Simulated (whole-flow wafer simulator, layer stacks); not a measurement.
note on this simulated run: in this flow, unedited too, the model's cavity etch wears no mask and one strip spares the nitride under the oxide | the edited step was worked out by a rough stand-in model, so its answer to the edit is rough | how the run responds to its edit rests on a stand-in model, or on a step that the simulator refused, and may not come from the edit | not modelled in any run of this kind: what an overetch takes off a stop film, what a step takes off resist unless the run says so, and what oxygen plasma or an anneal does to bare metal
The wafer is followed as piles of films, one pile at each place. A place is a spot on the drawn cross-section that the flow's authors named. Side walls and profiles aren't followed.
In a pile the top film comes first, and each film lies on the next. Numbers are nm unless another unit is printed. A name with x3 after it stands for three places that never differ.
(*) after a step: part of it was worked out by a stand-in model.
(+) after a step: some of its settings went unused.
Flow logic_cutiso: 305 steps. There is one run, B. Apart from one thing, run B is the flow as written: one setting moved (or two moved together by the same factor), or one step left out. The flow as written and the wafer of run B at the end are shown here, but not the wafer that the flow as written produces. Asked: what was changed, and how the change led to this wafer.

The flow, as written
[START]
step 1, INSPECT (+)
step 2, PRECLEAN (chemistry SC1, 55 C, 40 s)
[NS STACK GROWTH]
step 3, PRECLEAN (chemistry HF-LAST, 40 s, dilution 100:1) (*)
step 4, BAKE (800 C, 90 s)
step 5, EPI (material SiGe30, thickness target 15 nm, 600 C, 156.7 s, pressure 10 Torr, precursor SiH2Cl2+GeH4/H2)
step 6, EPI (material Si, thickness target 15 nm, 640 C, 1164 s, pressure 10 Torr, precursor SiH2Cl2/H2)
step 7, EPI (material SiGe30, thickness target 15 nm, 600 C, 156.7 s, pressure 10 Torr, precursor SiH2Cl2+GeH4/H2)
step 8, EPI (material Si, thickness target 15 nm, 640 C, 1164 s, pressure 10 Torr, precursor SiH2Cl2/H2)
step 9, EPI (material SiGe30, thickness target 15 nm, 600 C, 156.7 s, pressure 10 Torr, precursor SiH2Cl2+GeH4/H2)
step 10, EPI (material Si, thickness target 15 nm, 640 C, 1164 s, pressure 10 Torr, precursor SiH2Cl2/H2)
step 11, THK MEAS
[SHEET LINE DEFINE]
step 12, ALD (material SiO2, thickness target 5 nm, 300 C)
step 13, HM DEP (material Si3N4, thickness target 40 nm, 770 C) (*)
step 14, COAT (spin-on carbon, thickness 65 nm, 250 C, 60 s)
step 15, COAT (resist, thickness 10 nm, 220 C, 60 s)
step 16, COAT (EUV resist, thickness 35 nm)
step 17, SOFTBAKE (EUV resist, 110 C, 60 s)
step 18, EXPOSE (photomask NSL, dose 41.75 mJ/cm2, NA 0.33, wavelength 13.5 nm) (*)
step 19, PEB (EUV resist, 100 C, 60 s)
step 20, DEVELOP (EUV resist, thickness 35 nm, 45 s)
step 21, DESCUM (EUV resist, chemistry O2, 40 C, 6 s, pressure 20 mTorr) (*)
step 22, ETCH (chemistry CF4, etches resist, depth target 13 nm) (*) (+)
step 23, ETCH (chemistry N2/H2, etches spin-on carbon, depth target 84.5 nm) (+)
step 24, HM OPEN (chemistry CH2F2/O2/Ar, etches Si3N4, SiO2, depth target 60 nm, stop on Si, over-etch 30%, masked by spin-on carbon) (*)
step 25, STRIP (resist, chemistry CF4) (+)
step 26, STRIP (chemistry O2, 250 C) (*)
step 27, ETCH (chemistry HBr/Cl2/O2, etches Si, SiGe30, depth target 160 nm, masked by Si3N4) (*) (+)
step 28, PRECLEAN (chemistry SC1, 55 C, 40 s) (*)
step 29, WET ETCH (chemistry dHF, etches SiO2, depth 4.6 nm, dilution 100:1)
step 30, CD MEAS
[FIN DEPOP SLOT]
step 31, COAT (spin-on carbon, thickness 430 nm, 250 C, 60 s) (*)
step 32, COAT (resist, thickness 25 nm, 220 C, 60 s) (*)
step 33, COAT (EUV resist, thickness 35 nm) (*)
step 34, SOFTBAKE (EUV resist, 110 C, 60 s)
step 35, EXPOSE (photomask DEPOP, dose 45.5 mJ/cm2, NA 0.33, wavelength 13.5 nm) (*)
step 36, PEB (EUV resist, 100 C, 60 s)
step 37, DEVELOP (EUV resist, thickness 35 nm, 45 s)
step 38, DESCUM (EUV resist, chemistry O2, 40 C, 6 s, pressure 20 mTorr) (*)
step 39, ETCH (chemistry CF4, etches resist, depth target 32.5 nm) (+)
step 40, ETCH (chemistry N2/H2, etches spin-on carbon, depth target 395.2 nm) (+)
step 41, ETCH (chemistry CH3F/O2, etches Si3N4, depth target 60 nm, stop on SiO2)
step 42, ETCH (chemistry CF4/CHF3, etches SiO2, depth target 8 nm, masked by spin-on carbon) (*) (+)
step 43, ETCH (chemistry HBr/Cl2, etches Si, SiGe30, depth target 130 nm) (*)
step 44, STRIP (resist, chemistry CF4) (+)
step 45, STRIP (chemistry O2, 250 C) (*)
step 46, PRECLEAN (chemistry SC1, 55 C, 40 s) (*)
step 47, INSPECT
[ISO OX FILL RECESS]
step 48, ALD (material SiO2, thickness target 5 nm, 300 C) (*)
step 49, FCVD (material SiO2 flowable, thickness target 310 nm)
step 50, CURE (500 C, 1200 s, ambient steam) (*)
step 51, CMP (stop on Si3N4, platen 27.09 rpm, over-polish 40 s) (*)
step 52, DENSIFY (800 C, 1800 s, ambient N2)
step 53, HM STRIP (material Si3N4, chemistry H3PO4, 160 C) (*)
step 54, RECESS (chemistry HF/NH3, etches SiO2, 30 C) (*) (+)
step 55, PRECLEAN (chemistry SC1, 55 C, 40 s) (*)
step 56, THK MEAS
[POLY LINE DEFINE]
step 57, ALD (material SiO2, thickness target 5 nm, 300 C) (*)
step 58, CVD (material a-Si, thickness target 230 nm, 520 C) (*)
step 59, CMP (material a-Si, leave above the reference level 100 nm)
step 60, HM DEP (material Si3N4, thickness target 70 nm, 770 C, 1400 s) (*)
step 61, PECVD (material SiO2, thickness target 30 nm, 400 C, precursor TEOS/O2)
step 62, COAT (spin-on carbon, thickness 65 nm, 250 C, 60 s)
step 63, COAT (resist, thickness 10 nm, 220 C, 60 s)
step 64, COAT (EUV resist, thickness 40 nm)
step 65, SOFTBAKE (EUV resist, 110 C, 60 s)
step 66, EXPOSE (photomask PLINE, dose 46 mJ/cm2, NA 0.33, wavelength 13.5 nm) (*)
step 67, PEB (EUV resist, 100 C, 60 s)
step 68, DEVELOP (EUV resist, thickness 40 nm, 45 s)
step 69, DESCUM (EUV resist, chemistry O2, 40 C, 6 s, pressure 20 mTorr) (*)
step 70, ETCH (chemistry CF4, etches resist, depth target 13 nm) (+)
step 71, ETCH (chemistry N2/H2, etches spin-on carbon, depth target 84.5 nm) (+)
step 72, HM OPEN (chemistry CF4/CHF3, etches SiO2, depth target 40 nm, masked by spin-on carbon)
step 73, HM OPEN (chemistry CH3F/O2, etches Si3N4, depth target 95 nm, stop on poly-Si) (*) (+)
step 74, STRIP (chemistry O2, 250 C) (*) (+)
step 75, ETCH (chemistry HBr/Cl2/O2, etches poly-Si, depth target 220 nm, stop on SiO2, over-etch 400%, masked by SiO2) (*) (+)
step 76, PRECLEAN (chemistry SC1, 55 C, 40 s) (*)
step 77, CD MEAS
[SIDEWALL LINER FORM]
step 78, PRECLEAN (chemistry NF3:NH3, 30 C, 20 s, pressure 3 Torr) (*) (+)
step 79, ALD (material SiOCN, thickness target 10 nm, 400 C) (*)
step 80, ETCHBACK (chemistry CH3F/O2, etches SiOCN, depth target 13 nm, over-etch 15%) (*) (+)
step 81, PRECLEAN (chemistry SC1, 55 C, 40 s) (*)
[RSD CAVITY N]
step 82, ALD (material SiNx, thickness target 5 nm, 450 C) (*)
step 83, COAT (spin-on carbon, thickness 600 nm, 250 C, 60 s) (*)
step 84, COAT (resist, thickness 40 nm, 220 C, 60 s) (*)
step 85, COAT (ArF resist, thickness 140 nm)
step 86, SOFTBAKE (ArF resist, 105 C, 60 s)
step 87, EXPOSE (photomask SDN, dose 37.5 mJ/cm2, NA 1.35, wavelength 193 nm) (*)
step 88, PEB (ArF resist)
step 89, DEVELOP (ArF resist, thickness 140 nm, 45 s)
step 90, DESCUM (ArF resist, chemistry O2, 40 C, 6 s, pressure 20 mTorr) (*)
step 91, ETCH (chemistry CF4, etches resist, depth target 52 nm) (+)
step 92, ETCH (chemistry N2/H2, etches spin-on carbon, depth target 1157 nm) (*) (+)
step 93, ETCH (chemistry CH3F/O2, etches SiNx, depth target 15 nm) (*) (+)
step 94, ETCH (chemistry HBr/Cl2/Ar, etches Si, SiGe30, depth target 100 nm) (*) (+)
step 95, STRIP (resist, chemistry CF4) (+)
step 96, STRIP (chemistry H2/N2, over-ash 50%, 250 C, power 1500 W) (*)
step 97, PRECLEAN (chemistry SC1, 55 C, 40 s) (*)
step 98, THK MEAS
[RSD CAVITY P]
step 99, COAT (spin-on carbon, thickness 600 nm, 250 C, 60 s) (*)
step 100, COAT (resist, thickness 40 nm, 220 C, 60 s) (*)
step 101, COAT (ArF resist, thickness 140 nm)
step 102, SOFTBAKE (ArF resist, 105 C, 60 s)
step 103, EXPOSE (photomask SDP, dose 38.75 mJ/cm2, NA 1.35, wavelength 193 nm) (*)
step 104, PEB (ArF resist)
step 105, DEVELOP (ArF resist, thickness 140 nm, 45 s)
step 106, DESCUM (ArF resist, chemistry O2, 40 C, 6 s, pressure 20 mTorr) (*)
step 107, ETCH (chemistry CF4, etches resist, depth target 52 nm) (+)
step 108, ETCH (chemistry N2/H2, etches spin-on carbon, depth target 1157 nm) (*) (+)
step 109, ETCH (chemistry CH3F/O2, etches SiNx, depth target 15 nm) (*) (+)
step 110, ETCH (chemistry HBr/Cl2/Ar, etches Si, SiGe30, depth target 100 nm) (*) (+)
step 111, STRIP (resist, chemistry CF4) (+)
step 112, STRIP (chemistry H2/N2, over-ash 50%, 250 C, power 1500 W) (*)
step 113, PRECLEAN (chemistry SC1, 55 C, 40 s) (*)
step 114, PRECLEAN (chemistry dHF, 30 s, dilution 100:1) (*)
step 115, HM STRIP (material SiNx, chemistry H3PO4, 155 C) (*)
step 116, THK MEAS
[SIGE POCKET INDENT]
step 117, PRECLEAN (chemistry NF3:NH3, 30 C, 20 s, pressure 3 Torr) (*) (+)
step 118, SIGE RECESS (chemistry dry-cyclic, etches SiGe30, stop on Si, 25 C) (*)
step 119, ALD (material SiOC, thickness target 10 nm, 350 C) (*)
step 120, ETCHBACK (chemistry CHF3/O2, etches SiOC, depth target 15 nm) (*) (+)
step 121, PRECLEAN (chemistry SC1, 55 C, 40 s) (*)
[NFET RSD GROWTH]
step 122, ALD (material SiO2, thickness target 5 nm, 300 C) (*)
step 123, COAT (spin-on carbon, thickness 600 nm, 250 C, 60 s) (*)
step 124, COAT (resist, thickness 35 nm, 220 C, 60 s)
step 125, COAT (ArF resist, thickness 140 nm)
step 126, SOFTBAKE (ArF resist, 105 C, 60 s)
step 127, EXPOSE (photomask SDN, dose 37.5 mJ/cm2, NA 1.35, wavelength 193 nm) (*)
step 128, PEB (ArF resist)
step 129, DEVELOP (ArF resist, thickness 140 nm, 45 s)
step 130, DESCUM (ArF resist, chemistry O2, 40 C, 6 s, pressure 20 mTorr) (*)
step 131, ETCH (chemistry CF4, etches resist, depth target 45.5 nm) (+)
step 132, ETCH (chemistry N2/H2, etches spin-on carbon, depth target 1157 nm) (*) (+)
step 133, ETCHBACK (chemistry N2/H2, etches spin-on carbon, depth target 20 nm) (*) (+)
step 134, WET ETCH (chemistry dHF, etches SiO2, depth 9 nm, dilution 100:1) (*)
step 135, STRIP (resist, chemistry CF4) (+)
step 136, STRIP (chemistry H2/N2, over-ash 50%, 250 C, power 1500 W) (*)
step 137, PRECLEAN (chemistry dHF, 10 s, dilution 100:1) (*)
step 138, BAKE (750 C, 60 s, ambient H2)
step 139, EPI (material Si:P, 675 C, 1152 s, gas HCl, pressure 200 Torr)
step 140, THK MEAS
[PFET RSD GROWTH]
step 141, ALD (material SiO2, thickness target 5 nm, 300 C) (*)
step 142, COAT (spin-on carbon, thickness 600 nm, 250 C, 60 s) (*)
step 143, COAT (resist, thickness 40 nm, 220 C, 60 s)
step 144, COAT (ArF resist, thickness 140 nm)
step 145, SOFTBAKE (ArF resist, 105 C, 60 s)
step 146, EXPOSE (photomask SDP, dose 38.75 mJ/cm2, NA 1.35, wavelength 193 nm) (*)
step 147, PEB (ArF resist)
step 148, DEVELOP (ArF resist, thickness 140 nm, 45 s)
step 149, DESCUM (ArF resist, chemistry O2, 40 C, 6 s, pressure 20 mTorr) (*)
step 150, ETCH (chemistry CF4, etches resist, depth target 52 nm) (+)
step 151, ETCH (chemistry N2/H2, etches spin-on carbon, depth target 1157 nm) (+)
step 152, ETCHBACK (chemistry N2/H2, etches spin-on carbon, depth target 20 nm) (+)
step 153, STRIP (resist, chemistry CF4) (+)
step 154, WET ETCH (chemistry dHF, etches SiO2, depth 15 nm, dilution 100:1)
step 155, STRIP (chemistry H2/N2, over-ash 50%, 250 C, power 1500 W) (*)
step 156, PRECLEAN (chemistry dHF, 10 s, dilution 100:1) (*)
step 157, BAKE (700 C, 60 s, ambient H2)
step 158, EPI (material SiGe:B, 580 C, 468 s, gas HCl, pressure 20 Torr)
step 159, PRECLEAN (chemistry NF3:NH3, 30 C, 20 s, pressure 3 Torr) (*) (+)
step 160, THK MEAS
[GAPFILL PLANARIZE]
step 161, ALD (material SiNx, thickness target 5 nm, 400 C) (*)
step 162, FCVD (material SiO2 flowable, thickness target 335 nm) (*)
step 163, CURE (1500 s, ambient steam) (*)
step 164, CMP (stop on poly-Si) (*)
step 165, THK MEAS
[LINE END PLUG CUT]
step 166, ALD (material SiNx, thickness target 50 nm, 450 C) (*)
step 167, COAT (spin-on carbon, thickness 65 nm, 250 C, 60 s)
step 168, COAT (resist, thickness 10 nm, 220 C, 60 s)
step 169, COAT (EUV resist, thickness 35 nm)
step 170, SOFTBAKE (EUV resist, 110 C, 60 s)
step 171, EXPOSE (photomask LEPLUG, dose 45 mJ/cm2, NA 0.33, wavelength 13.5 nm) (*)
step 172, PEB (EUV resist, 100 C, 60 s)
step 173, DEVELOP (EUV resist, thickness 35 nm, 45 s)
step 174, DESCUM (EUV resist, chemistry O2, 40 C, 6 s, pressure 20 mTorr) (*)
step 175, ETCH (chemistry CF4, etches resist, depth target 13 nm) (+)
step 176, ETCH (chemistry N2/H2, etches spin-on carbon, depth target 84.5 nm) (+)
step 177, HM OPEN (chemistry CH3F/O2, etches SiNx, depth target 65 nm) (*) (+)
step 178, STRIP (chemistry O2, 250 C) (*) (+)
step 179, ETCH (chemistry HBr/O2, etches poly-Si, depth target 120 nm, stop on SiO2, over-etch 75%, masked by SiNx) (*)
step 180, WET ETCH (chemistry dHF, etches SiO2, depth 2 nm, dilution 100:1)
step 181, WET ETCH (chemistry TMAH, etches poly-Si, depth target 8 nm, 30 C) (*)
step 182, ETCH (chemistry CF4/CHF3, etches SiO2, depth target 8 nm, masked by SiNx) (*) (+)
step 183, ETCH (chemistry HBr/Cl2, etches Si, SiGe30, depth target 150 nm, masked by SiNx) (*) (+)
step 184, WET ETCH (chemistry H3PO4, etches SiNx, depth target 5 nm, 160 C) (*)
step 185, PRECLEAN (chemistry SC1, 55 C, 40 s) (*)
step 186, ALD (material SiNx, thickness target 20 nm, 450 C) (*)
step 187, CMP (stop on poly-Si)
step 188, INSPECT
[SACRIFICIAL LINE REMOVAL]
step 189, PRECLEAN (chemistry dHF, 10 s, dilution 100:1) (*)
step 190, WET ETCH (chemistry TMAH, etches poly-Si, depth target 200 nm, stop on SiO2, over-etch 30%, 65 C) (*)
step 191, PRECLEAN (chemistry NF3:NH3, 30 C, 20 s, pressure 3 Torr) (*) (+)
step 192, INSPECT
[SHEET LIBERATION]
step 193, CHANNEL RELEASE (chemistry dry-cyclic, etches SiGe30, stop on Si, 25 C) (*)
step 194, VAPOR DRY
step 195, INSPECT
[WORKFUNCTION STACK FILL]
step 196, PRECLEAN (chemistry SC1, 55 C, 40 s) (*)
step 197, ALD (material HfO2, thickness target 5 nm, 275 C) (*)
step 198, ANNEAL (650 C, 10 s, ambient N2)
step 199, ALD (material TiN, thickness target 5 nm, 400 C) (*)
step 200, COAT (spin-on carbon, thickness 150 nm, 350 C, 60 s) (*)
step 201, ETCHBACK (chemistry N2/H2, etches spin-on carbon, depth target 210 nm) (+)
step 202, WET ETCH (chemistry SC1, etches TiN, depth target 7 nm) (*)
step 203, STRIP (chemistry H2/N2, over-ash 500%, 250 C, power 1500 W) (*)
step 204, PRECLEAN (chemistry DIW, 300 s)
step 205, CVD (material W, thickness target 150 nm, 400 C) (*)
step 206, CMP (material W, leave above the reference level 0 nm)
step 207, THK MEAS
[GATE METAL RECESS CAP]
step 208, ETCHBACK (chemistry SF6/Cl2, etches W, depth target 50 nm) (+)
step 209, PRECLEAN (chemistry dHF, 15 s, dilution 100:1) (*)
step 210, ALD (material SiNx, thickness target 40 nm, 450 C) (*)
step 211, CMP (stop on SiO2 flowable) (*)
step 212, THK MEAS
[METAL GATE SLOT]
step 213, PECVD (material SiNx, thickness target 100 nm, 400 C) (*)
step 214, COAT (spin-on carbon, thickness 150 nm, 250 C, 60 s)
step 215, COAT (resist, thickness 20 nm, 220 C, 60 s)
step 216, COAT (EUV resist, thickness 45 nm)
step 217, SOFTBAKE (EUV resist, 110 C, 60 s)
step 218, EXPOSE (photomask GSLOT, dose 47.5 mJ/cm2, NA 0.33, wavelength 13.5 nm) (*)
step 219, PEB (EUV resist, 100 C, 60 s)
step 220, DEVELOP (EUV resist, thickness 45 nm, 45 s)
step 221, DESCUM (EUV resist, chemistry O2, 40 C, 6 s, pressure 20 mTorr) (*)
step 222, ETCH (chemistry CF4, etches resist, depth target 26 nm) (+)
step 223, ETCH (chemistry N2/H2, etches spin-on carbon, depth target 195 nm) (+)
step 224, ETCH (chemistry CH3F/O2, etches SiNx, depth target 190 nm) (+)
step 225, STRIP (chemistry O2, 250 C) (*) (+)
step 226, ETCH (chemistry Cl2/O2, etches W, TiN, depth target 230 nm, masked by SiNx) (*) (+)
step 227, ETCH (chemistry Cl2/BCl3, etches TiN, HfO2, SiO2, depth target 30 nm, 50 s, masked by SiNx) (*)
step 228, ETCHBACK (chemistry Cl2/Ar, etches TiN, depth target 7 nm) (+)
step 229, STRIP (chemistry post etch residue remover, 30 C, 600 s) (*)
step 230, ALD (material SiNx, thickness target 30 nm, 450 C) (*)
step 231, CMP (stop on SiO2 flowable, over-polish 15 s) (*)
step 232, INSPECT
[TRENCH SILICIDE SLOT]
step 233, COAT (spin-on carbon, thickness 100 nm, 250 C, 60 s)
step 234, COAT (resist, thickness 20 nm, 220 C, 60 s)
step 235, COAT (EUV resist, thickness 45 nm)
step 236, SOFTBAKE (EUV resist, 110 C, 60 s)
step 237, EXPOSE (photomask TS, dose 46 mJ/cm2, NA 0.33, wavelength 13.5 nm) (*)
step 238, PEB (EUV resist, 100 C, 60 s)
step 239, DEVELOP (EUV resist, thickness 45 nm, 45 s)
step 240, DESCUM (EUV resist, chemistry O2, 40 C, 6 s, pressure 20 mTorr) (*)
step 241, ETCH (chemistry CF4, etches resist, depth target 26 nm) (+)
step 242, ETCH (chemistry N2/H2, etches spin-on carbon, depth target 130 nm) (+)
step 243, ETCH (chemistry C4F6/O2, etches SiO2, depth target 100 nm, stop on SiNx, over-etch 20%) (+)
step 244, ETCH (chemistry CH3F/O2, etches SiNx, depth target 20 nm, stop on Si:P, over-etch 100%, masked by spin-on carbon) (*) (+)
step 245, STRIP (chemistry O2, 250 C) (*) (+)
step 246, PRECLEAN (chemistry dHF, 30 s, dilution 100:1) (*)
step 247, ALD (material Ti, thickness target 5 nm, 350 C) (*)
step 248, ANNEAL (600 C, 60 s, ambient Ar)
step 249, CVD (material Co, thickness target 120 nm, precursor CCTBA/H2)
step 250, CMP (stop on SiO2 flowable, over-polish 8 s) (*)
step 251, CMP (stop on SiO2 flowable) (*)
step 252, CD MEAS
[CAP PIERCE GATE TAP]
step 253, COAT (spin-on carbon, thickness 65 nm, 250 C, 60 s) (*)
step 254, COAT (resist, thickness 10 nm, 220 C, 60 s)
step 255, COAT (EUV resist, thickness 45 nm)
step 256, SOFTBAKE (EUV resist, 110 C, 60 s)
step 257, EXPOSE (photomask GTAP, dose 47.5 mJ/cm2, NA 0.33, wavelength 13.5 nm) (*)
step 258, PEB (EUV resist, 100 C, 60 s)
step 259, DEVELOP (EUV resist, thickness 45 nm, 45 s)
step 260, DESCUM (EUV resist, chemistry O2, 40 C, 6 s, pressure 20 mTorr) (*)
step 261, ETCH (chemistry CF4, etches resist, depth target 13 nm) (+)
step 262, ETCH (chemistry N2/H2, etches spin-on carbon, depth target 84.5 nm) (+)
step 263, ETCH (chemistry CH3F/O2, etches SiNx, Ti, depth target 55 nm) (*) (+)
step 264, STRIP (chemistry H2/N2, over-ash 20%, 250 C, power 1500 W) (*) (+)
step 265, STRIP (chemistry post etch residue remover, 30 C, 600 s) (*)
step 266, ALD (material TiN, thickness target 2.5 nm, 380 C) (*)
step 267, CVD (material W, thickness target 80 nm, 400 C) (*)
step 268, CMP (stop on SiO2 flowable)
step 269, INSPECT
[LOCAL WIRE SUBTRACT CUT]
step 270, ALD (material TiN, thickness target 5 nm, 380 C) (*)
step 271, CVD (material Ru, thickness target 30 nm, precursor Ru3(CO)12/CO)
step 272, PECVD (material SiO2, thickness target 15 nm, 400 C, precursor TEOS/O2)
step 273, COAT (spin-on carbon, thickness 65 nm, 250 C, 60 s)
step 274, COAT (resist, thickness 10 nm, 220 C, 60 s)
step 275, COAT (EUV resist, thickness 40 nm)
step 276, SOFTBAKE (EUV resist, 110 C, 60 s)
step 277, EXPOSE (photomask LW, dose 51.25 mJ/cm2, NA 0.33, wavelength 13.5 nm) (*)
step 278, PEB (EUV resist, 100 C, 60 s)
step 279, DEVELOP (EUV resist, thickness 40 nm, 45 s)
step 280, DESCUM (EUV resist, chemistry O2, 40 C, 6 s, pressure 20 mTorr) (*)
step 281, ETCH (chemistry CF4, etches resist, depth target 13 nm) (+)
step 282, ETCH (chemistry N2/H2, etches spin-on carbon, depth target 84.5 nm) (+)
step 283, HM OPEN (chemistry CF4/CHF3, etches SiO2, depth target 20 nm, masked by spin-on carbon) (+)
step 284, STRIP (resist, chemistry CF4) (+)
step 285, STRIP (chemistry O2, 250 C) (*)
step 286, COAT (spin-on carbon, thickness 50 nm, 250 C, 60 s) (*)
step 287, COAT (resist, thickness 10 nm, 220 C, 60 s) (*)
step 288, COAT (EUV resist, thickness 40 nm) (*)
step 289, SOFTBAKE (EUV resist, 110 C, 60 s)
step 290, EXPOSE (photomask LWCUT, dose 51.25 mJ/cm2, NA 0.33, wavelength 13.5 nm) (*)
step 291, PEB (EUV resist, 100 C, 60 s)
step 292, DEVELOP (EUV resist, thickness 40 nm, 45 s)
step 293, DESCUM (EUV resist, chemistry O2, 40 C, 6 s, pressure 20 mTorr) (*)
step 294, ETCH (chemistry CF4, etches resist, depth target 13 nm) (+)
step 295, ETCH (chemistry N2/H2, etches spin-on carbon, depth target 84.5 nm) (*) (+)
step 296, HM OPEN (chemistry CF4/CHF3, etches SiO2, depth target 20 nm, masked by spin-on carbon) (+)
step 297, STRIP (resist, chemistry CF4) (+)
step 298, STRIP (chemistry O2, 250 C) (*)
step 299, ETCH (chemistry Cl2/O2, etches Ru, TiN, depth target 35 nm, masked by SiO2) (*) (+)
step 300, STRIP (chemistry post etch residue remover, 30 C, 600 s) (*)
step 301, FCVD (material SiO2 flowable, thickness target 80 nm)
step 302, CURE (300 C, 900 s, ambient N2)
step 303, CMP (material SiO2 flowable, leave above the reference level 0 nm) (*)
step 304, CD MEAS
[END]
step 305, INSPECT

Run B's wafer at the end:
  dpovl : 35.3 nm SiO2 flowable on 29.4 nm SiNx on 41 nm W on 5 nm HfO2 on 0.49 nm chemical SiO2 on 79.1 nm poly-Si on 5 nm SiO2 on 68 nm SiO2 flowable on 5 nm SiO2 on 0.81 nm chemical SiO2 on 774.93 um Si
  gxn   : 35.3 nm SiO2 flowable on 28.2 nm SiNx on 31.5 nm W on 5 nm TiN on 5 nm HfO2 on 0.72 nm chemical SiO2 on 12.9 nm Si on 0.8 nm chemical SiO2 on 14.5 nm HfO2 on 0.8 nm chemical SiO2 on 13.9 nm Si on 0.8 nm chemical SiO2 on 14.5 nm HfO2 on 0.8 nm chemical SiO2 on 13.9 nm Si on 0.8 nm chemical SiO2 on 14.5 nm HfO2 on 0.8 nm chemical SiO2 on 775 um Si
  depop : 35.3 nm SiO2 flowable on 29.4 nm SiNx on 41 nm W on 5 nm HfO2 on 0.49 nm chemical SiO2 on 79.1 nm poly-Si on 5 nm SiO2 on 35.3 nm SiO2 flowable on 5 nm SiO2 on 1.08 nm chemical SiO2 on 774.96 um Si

Cause: step 190, WET ETCH: depth target 110 nm was run, though the flow has depth target 200 nm.

The path from the change to this, step by step:
  step 190, WET ETCH (chemistry TMAH, etches poly-Si, depth target 200 nm, stop on SiO2, over-etch 30%, 65 C) (*)
      depop, dpovl, gfld, gxf, isow, nsgap: -110 poly-Si (in the flow as written it would be: -189.4 poly-Si (all of it))
  step 191, PRECLEAN (chemistry NF3:NH3, 30 C, 20 s, pressure 3 Torr) (*) (+)
      depop, dpovl, gfld, gxf, isow, nsgap: nothing (in the flow as written it would be: -5 SiO2 (all of it), -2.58 SiO2 flowable)
  step 197, ALD (material HfO2, thickness target 5 nm, 275 C) (*)
      gxn, gxp: +5 HfO2 (new film), +14.5 HfO2 (new film), -14.5 cavity (all of it), +14.5 HfO2 (new film), -14.5 cavity (all of it), +14.5 HfO2 (new film), -14.5 cavity (all of it) (in the flow as written it would be: +5 HfO2 (new film), +5 HfO2 (new film), -10 cavity, +5 HfO2 (new film), +5 HfO2 (new film), -10 cavity, +5 HfO2 (new film), +5 HfO2 (new film), -10 cavity, +5 HfO2 (new film))
      gxf: +5 HfO2 (new film) (in the flow as written it would be: +7.7 HfO2 (new film))
  step 199, ALD (material TiN, thickness target 5 nm, 400 C) (*)
      gxn, gxp: +5 TiN (new film) (in the flow as written it would be: +5 TiN (new film), +4.49 TiN (new film), -4.49 cavity (all of it), +4.49 TiN (new film), -4.49 cavity (all of it), +4.49 TiN (new film), -4.49 cavity (all of it))
      gfld: +5 TiN (new film) (in the flow as written it would be: +7.64 TiN (new film))
  step 200, COAT (spin-on carbon, thickness 150 nm, 350 C, 60 s) (*)
      depop: +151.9 spin-on carbon (new film) (in the flow as written it would be: +194.7 spin-on carbon (new film))
      dpovl: +151.9 spin-on carbon (new film) (in the flow as written it would be: +194.8 spin-on carbon (new film))
      (and at 5 other places as well)
  step 201, ETCHBACK (chemistry N2/H2, etches spin-on carbon, depth target 210 nm) (+)
      depop: -151.9 spin-on carbon (all of it) (in the flow as written it would be: -194.7 spin-on carbon (all of it))
      dpovl: -151.9 spin-on carbon (all of it) (in the flow as written it would be: -194.8 spin-on carbon (all of it))
      (and at 3 other places as well)
  step 203, STRIP (chemistry H2/N2, over-ash 500%, 250 C, power 1500 W) (*)
      gl, glp: -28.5 spin-on carbon (all of it) (in the flow as written it would be: -26.7 spin-on carbon (all of it))
      gxn, gxp: -28.7 spin-on carbon (all of it) (in the flow as written it would be: -26.8 spin-on carbon (all of it))
      (and at 3 other places as well)
  step 205, CVD (material W, thickness target 150 nm, 400 C) (*)
      depop, dpovl, isow, nsgap: +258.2 W (new film) (in the flow as written it would be: +345.5 W (new film))
      gfld: +253.2 W (new film) (in the flow as written it would be: +337.9 W (new film))
      (and at 1 other place as well)
  step 226, ETCH (chemistry Cl2/O2, etches W, TiN, depth target 230 nm, masked by SiNx) (*) (+)
      depop, dpovl, gl and 18 more: -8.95 SiNx (in the flow as written it would be: -30.8 SiNx)
      gfld: -30.8 W (all of it), -5 TiN (all of it), -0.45 HfO2 (in the flow as written it would be: -115.4 W (all of it), -7.64 TiN (all of it), -1.54 HfO2)
  step 227, ETCH (chemistry Cl2/BCl3, etches TiN, HfO2, SiO2, depth target 30 nm, 50 s, masked by SiNx) (*)
      gfld: -4.55 HfO2 (all of it), -0.49 chemical SiO2 (all of it), -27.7 poly-Si (in the flow as written it would be: -3.46 HfO2 (all of it), -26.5 SiO2 flowable)
  step 228, ETCHBACK (chemistry Cl2/Ar, etches TiN, depth target 7 nm) (+)
      gfld: -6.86 poly-Si (in the flow as written it would be: -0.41 SiO2 flowable)
  step 230, ALD (material SiNx, thickness target 30 nm, 450 C) (*)
      gfld: +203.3 SiNx (new film) (in the flow as written it would be: +260.6 SiNx (new film))
  step 231, CMP (stop on SiO2 flowable, over-polish 15 s) (*)
      depop, dpovl, gl and 9 more: -84.5 SiNx (in the flow as written it would be: -62.7 SiNx)
      lnr, lnri, lnrp, lnrt: -82.8 SiNx (all of it), -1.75 SiOCN (in the flow as written it would be: -61 SiNx (all of it), -1.75 SiOCN)
      (and at 6 other places as well)
Taking metal films that touch as one body, gxn has 1 body; the flow as written gives 4 bodies (between them, from the top down: HfO2 5 / chemical SiO2 0.72 / Si 12.9 / chemical SiO2 0.8 / HfO2 5; HfO2 5 / chemical SiO2 0.8 / Si 13.9 / chemical SiO2 0.8 / HfO2 5; HfO2 5 / chemical SiO2 0.8 / Si 13.9 / chemical SiO2 0.8 / HfO2 5).
